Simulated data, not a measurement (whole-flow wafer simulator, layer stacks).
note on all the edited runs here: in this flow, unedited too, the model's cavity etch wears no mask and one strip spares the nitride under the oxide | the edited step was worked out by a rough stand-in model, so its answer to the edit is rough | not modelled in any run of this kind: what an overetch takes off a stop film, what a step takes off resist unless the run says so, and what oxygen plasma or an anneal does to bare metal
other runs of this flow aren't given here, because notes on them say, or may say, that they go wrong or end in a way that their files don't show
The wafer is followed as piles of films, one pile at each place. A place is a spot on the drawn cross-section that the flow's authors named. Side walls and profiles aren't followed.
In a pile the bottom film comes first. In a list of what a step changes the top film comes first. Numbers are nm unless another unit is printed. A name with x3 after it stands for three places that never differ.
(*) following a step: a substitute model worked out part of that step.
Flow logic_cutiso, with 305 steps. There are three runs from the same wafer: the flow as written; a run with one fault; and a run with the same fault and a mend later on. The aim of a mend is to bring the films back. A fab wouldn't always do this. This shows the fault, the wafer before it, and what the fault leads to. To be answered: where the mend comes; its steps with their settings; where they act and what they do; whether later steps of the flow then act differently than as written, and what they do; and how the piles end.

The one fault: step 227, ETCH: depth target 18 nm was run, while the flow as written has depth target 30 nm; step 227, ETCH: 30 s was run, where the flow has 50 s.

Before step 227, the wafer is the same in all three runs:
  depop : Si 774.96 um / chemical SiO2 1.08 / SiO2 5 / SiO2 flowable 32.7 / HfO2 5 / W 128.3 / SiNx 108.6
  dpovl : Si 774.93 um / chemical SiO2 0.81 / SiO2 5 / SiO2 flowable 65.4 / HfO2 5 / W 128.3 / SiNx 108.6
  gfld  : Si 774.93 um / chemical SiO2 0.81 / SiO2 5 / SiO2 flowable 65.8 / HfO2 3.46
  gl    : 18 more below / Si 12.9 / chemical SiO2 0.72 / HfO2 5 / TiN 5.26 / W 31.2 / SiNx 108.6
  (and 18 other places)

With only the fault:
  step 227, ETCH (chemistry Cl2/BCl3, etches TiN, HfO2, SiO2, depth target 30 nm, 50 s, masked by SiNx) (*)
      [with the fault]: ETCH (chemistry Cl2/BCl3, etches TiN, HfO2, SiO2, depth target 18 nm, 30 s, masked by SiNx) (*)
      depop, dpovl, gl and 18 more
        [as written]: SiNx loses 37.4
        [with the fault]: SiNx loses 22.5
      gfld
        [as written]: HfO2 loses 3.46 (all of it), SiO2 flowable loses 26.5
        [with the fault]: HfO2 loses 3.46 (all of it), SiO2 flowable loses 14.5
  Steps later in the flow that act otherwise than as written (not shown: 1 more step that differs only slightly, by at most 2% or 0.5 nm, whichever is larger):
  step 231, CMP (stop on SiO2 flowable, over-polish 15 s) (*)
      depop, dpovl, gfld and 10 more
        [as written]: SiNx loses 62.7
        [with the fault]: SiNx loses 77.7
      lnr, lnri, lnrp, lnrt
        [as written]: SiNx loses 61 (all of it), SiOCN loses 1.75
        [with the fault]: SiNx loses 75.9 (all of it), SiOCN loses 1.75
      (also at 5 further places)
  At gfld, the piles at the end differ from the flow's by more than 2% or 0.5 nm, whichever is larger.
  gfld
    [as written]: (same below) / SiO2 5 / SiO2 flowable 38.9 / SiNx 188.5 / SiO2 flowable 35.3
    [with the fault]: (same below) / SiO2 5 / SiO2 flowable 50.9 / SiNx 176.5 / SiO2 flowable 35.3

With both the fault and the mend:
  The mend follows step 227.
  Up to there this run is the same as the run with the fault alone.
  step 227a, ETCH (chemistry Cl2/BCl3, etches TiN, HfO2, SiO2, depth target 12 nm, 20 s, masked by SiNx) (*) (a further turn of the flow's step 227, with different settings)
      depop, dpovl, gl and 18 more
        SiNx loses 15
      gfld
        SiO2 flowable loses 12
  Later steps of the flow that are run all act as written at every place that is followed.
  By the end, the piles equal the flow's at every place that both follow.
